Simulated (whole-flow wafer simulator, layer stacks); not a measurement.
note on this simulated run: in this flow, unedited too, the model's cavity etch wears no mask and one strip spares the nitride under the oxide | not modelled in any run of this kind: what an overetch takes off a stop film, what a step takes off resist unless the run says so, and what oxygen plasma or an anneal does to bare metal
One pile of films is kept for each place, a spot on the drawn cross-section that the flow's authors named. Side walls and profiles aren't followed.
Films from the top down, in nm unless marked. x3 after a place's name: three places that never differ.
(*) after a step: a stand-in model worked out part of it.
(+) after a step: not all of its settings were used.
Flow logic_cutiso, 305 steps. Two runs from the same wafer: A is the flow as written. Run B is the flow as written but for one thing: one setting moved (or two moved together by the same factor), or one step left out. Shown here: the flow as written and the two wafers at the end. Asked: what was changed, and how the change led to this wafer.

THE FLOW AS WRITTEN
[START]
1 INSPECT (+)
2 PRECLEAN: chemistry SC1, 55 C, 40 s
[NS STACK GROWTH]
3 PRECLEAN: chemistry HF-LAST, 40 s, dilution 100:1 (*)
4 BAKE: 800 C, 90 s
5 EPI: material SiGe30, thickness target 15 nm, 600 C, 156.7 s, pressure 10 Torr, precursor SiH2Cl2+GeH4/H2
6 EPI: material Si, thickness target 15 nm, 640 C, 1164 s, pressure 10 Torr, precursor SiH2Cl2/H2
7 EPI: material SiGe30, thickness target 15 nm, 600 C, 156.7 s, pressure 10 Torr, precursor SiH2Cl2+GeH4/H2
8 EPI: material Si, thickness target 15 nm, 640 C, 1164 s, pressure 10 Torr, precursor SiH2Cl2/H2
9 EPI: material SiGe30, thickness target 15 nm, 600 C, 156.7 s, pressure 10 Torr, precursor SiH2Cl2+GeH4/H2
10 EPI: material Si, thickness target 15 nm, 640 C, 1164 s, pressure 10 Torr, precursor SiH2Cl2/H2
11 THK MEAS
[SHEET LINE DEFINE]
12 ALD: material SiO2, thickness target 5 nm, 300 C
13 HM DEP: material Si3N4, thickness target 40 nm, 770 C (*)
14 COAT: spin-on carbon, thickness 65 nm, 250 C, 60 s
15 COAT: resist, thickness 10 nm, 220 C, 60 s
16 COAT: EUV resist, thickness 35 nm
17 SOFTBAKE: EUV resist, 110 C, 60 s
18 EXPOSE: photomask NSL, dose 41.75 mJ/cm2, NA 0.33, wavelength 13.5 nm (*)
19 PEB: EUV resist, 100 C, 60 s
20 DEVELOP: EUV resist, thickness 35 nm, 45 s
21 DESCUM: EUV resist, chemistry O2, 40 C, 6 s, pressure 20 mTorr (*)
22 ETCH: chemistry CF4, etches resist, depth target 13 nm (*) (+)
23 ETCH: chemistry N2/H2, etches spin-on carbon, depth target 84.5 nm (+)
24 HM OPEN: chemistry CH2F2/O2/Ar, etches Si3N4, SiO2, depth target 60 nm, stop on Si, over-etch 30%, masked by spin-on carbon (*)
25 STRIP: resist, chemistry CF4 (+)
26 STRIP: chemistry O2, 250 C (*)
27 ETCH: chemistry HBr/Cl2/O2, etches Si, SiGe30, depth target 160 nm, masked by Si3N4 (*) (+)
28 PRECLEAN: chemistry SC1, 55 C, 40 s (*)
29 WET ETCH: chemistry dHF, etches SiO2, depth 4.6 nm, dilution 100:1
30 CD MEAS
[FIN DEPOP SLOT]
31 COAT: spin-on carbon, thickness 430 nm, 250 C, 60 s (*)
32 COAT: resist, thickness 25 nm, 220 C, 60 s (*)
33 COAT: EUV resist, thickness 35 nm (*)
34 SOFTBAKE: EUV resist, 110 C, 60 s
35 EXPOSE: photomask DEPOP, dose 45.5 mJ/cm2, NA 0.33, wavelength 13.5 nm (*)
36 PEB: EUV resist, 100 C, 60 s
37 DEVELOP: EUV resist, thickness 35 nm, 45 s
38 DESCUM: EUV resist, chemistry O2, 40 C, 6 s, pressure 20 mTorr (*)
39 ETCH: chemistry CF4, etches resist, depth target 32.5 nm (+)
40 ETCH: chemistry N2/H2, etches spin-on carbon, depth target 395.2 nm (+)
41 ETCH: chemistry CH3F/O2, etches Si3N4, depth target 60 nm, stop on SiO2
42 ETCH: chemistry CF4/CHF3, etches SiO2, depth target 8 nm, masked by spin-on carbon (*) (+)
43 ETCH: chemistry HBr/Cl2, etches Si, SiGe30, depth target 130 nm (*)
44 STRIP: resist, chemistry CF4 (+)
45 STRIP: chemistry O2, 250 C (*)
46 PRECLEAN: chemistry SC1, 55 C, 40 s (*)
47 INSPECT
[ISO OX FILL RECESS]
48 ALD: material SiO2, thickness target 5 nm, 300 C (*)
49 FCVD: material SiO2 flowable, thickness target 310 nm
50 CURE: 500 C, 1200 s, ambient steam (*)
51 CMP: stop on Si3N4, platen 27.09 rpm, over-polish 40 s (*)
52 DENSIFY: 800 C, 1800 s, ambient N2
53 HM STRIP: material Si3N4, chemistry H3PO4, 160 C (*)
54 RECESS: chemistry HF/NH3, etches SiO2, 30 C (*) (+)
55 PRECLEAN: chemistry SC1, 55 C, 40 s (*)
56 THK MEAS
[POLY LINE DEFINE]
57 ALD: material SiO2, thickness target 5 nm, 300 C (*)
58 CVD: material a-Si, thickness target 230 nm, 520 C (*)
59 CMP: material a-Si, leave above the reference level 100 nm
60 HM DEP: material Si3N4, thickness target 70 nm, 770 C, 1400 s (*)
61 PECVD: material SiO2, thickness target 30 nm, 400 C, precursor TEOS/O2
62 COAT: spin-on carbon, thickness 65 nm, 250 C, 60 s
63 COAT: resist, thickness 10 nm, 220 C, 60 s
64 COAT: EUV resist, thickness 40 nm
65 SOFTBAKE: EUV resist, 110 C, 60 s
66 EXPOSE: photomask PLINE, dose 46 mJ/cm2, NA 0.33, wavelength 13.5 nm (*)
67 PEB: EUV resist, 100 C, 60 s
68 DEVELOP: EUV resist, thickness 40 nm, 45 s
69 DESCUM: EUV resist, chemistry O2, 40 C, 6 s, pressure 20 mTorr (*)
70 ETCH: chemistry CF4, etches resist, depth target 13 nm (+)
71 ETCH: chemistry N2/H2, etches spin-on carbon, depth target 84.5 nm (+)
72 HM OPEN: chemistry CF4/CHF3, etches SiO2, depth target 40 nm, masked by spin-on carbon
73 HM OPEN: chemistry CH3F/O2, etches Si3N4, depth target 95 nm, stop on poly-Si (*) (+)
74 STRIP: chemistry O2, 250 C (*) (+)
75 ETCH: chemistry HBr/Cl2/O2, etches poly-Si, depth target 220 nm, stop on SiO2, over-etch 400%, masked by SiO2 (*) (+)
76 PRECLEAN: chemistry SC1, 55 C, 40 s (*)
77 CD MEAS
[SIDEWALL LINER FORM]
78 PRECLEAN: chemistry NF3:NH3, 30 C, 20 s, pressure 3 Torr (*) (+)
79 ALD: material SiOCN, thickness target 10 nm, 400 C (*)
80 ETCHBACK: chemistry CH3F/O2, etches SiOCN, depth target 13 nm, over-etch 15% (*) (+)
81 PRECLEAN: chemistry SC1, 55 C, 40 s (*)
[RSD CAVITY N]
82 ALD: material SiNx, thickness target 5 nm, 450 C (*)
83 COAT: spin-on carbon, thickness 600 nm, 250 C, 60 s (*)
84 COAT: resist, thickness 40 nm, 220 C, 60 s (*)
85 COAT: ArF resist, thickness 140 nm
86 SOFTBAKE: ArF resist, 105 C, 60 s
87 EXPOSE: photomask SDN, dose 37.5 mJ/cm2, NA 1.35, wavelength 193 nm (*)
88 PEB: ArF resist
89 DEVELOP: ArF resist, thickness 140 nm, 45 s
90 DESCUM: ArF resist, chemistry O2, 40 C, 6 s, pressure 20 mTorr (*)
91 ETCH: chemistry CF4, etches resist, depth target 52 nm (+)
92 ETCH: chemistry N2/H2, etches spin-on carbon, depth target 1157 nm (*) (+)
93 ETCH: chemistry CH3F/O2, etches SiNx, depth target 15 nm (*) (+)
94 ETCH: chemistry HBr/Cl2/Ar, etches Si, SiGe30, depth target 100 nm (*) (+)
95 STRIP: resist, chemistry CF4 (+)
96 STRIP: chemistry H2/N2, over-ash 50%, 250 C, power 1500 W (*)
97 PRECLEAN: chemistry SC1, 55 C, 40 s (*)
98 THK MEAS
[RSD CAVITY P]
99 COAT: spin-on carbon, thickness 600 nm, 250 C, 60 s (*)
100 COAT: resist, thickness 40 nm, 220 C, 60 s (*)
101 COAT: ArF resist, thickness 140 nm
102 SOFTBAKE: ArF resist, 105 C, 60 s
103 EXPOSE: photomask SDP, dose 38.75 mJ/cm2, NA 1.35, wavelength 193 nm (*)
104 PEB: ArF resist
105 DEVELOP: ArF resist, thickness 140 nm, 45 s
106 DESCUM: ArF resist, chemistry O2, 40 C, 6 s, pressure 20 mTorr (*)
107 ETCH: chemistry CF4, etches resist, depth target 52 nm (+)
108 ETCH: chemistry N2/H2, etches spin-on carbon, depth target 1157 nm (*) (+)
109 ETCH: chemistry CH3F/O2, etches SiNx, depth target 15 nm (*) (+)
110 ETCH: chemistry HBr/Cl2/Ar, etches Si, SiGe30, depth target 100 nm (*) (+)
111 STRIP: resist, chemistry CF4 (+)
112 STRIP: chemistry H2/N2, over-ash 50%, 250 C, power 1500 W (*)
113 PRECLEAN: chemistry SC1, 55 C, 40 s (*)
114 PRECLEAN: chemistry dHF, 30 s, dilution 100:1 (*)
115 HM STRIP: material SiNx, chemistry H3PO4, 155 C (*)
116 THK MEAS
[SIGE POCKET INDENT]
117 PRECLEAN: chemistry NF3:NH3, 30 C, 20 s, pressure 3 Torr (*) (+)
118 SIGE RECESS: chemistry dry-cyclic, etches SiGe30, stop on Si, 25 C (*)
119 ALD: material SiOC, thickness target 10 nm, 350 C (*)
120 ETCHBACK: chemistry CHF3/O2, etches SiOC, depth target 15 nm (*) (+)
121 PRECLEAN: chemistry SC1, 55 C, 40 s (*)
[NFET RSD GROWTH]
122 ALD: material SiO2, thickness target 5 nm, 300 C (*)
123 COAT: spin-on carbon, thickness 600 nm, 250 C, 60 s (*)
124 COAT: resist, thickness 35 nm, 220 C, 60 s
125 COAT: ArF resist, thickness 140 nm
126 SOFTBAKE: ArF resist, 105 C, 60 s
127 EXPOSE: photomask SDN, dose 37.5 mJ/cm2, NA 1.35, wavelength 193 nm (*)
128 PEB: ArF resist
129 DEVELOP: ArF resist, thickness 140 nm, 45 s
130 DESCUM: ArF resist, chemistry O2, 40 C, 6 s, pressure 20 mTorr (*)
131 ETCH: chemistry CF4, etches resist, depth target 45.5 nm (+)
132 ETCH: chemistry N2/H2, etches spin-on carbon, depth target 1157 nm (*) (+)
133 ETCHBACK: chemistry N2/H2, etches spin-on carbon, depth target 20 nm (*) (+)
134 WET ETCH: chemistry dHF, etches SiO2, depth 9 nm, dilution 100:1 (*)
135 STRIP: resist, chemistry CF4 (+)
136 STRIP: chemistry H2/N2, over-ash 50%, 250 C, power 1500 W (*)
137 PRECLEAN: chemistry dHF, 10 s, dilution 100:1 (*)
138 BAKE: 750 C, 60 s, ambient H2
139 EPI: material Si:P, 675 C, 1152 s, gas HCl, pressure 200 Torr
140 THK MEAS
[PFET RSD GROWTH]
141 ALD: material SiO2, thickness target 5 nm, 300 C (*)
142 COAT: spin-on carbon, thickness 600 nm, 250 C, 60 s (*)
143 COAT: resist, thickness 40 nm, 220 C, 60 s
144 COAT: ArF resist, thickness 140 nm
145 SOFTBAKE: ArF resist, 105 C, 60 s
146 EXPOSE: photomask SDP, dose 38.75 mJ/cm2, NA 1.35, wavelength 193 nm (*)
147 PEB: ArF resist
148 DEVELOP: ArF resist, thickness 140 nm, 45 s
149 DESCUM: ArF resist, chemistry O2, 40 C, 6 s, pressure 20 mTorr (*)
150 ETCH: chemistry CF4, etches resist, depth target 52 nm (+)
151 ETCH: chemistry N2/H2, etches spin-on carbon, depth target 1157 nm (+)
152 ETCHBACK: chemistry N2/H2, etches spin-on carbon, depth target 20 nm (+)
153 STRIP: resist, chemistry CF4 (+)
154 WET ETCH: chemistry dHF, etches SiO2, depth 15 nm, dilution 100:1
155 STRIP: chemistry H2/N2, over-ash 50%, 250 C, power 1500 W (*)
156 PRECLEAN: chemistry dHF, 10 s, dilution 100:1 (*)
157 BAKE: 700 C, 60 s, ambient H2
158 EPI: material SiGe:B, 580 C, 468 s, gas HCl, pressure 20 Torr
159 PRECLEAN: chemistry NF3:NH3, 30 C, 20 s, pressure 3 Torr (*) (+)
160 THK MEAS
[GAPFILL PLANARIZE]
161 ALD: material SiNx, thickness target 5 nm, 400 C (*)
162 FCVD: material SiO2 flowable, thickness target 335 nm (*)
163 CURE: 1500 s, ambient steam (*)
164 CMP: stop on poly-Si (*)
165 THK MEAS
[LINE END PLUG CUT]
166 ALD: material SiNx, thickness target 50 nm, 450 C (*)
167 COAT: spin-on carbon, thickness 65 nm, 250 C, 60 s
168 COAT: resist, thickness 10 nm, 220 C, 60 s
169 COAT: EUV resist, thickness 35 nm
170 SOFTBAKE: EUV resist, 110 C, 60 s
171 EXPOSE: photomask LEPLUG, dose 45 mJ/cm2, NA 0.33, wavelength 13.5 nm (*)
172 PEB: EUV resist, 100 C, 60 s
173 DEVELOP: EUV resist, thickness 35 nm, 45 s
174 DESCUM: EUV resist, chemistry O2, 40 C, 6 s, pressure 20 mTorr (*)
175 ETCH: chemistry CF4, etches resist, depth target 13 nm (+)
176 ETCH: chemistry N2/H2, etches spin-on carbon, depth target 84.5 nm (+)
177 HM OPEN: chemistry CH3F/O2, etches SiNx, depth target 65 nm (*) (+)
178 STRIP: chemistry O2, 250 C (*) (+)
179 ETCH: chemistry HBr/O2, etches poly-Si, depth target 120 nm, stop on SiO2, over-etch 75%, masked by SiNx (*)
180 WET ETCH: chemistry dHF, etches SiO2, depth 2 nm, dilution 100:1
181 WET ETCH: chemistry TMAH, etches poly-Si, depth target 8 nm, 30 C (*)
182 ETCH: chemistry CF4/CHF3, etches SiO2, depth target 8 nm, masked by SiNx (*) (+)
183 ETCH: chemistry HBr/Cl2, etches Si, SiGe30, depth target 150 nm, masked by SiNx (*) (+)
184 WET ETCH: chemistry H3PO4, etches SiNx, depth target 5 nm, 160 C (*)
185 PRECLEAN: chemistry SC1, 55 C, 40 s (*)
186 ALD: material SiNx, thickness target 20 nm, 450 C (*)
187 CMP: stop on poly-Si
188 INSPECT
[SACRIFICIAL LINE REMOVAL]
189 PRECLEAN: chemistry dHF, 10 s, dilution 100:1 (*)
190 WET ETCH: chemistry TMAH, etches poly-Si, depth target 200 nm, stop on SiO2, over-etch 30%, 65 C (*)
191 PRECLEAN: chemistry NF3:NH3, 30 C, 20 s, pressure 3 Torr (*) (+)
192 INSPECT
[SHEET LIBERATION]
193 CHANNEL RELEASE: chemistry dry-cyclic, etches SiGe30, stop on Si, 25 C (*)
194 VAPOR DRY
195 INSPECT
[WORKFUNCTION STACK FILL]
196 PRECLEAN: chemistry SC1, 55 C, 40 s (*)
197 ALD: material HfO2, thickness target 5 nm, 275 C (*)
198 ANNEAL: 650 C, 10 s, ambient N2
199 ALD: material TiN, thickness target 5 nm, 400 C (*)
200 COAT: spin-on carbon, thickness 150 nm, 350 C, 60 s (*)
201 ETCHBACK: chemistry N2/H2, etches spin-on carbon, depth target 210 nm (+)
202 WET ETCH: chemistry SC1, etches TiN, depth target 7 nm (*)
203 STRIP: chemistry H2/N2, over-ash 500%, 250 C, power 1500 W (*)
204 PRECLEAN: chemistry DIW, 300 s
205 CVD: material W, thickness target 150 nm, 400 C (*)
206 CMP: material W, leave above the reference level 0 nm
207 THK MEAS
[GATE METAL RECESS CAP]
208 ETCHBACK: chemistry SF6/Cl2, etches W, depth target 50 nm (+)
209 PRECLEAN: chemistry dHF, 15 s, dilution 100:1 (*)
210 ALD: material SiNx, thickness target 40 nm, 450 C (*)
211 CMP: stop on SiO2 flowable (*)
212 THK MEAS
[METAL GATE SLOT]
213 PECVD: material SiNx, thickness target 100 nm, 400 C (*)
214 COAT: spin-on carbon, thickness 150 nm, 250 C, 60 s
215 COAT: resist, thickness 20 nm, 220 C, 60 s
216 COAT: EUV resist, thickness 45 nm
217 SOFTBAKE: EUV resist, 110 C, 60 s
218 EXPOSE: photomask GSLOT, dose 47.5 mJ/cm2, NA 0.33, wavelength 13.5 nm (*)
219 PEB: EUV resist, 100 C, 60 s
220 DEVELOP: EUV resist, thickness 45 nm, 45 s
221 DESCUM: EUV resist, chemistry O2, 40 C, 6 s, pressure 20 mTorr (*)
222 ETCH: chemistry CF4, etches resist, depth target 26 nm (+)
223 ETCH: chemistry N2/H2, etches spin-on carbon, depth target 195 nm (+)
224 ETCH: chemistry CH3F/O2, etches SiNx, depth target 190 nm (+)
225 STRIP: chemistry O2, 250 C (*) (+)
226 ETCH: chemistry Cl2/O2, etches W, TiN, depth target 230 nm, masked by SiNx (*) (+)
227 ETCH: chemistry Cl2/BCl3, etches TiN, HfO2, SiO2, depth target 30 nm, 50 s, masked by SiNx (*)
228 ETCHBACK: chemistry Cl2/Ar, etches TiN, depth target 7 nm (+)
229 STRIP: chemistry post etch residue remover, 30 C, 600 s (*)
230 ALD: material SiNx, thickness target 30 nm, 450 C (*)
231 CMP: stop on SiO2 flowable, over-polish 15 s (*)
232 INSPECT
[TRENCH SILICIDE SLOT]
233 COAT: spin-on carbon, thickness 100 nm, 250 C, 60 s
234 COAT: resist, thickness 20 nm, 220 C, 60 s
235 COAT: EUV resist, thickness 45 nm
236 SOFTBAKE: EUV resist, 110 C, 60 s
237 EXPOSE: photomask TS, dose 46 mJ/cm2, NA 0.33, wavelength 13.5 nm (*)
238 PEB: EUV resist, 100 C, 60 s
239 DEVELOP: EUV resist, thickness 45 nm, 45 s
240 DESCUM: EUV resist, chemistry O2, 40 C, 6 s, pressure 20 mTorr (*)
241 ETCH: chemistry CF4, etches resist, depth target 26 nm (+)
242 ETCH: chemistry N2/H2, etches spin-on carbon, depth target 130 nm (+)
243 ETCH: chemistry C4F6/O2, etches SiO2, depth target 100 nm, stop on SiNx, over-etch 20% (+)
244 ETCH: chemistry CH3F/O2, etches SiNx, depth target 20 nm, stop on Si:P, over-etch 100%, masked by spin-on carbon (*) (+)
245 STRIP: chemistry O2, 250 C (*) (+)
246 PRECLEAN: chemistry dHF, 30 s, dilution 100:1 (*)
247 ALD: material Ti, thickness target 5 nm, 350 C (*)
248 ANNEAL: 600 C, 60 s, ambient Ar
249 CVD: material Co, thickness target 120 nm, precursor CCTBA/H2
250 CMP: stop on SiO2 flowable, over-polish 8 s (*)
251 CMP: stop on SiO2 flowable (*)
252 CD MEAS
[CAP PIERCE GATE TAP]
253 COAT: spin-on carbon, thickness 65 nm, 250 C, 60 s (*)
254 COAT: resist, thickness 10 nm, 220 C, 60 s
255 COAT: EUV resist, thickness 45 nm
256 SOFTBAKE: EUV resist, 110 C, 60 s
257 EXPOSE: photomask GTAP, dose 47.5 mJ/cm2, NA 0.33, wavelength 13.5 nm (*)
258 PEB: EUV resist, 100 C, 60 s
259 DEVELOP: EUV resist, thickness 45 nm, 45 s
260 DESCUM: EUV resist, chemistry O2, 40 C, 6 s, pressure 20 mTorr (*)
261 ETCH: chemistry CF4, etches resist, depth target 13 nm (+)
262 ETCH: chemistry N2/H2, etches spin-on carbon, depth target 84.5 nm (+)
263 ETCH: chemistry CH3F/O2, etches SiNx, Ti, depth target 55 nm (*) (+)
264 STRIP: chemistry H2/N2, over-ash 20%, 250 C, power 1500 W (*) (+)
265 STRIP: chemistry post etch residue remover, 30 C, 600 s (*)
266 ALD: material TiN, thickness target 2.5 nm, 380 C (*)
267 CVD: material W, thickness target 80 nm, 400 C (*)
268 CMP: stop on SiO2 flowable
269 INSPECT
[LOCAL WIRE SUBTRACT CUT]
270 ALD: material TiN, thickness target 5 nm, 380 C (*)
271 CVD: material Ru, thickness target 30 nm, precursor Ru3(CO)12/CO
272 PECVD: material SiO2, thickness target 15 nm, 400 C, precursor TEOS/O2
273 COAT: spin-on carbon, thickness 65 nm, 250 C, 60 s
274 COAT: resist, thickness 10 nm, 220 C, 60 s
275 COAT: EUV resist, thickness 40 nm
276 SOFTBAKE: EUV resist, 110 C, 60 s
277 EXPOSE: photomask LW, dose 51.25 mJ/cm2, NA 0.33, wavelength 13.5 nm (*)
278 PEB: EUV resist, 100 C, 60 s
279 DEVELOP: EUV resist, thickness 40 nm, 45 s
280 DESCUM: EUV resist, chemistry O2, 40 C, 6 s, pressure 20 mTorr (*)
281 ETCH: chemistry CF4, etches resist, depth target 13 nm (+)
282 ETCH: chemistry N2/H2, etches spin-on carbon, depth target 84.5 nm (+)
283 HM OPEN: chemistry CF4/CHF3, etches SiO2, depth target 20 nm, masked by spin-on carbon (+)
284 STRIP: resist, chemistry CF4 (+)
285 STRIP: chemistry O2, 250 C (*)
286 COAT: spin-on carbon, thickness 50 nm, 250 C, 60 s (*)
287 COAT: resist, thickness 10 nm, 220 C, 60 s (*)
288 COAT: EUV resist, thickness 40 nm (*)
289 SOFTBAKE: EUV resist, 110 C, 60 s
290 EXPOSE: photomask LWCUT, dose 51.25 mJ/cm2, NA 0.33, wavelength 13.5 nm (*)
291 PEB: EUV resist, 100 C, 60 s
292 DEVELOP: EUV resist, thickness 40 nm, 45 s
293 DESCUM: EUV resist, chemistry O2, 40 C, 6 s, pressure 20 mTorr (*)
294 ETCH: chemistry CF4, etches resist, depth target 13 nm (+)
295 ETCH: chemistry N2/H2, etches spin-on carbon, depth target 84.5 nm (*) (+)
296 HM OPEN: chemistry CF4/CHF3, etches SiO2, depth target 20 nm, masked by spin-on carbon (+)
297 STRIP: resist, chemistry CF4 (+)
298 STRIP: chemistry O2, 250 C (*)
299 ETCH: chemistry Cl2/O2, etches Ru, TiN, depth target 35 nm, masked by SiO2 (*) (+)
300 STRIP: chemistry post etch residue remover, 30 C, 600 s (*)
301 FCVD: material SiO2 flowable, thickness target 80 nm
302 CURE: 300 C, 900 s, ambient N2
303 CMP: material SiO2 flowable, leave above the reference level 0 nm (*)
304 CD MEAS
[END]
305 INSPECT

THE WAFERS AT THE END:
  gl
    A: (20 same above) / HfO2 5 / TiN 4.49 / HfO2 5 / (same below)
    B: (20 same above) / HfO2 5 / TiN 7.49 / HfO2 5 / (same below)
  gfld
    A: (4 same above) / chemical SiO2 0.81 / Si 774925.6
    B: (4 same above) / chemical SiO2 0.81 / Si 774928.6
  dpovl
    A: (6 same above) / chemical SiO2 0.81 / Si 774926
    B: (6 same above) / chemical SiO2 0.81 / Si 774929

The cause: step 5, EPI: 188 s was run, where the flow has 156.7 s.

How the change led to this, step by step:
  5 EPI: material SiGe30, thickness target 15 nm, 600 C, 156.7 s, pressure 10 Torr, precursor SiH2Cl2+GeH4/H2
      depop, dpovl, gfld and 19 more: A SiGe30 +15 (new film) | B SiGe30 +18 (new film)
  27 ETCH: chemistry HBr/Cl2/O2, etches Si, SiGe30, depth target 160 nm, masked by Si3N4 (*) (+)
      gfld, gxf, iso, lnri: A chemical SiO2 -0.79 (all of it), Si -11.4 (all of it), SiGe30 -15 (all of it), Si -15 (all of it), SiGe30 -15 (all of it), Si -15 (all of it), SiGe30 -15 (all of it), Si -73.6 | B chemical SiO2 -0.79 (all of it), Si -11.4 (all of it), SiGe30 -15 (all of it), Si -15 (all of it), SiGe30 -15 (all of it), Si -15 (all of it), SiGe30 -18 (all of it), Si -70.6
      dpovl, nsgap: A chemical SiO2 -0.79 (all of it), Si -11.8 (all of it), SiGe30 -15 (all of it), Si -15 (all of it), SiGe30 -15 (all of it), Si -15 (all of it), SiGe30 -15 (all of it), Si -73.2 | B chemical SiO2 -0.79 (all of it), Si -11.8 (all of it), SiGe30 -15 (all of it), Si -15 (all of it), SiGe30 -15 (all of it), Si -15 (all of it), SiGe30 -18 (all of it), Si -70.2
      (and at 1 more place)
  43 ETCH: chemistry HBr/Cl2, etches Si, SiGe30, depth target 130 nm (*)
      depop: A Si -14 (all of it), SiGe30 -15 (all of it), Si -15 (all of it), SiGe30 -15 (all of it), Si -15 (all of it), SiGe30 -15 (all of it), Si -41 | B Si -14 (all of it), SiGe30 -15 (all of it), Si -15 (all of it), SiGe30 -15 (all of it), Si -15 (all of it), SiGe30 -18 (all of it), Si -38
  94 ETCH: chemistry HBr/Cl2/Ar, etches Si, SiGe30, depth target 100 nm (*) (+)
      rsdn, rsdx: A chemical SiO2 -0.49 (all of it), Si -12.8 (all of it), SiGe30 -15 (all of it), Si -15 (all of it), SiGe30 -15 (all of it), Si -15 (all of it), SiGe30 -15 (all of it), Si -12.2 | B chemical SiO2 -0.49 (all of it), Si -12.8 (all of it), SiGe30 -15 (all of it), Si -15 (all of it), SiGe30 -15 (all of it), Si -15 (all of it), SiGe30 -18 (all of it), Si -9.16
  110 ETCH: chemistry HBr/Cl2/Ar, etches Si, SiGe30, depth target 100 nm (*) (+)
      rsdp, rsdw: A chemical SiO2 -0.49 (all of it), Si -12.8 (all of it), SiGe30 -15 (all of it), Si -15 (all of it), SiGe30 -15 (all of it), Si -15 (all of it), SiGe30 -15 (all of it), Si -12.2 | B chemical SiO2 -0.49 (all of it), Si -12.8 (all of it), SiGe30 -15 (all of it), Si -15 (all of it), SiGe30 -15 (all of it), Si -15 (all of it), SiGe30 -18 (all of it), Si -9.16
  118 SIGE RECESS: chemistry dry-cyclic, etches SiGe30, stop on Si, 25 C (*)
      lnr, lnrp, lnrt: A SiOCN -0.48, Si -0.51, cavity +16 (new film), SiGe30 -15 (all of it), Si -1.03, cavity +16 (new film), SiGe30 -15 (all of it), Si -1.03, cavity +16 (new film), SiGe30 -15 (all of it), Si -0.51 | B SiOCN -0.48, Si -0.51, cavity +16 (new film), SiGe30 -15 (all of it), Si -1.03, cavity +16 (new film), SiGe30 -15 (all of it), Si -1.03, cavity +19 (new film), SiGe30 -18 (all of it), Si -0.51
  119 ALD: material SiOC, thickness target 10 nm, 350 C (*)
      lnr, lnrp, lnrt: A SiOC +10 (new film), SiOC +16 (new film), cavity -16 (all of it), SiOC +16 (new film), cavity -16 (all of it), SiOC +16 (new film), cavity -16 (all of it) | B SiOC +10 (new film), SiOC +16 (new film), cavity -16 (all of it), SiOC +16 (new film), cavity -16 (all of it), SiOC +19 (new film), cavity -19 (all of it)
  183 ETCH: chemistry HBr/Cl2, etches Si, SiGe30, depth target 150 nm, masked by SiNx (*) (+)
      plug: A Si -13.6 (all of it), SiGe30 -15 (all of it), Si -15 (all of it), SiGe30 -15 (all of it), Si -15 (all of it), SiGe30 -15 (all of it), Si -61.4 | B Si -13.6 (all of it), SiGe30 -15 (all of it), Si -15 (all of it), SiGe30 -15 (all of it), Si -15 (all of it), SiGe30 -18 (all of it), Si -58.4
  193 CHANNEL RELEASE: chemistry dry-cyclic, etches SiGe30, stop on Si, 25 C (*)
      gl, glp, gxn, gxp, ns, tap: A chemical SiO2 +0.8 (new film), Si -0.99, chemical SiO2 +0.8 (new film), cavity +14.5 (new film), chemical SiO2 +0.8 (new film), SiGe30 -15 (all of it), Si -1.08, chemical SiO2 +0.8 (new film), cavity +14.5 (new film), chemical SiO2 +0.8 (new film), SiGe30 -15 (all of it), Si -1.08, chemical SiO2 +0.8 (new film), cavity +14.5 (new film), chemical SiO2 +0.8 (new film), SiGe30 -15 (all of it), Si -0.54 | B chemical SiO2 +0.8 (new film), Si -0.99, chemical SiO2 +0.8 (new film), cavity +14.5 (new film), chemical SiO2 +0.8 (new film), SiGe30 -15 (all of it), Si -1.08, chemical SiO2 +0.8 (new film), cavity +14.5 (new film), chemical SiO2 +0.8 (new film), SiGe30 -15 (all of it), Si -1.08, chemical SiO2 +0.8 (new film), cavity +17.5 (new film), chemical SiO2 +0.8 (new film), SiGe30 -18 (all of it), Si -0.54
  199 ALD: material TiN, thickness target 5 nm, 400 C (*)
      gl, glp, tap: A TiN +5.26 (new film), TiN +4.49 (new film), cavity -4.49 (all of it), TiN +4.49 (new film), cavity -4.49 (all of it), TiN +4.49 (new film), cavity -4.49 (all of it) | B TiN +5.26 (new film), TiN +4.49 (new film), cavity -4.49 (all of it), TiN +4.49 (new film), cavity -4.49 (all of it), TiN +7.49 (new film), cavity -7.49 (all of it)
      gxn, gxp, ns: A TiN +5 (new film), TiN +4.49 (new film), cavity -4.49 (all of it), TiN +4.49 (new film), cavity -4.49 (all of it), TiN +4.49 (new film), cavity -4.49 (all of it) | B TiN +5 (new film), TiN +4.49 (new film), cavity -4.49 (all of it), TiN +4.49 (new film), cavity -4.49 (all of it), TiN +7.49 (new film), cavity -7.49 (all of it)
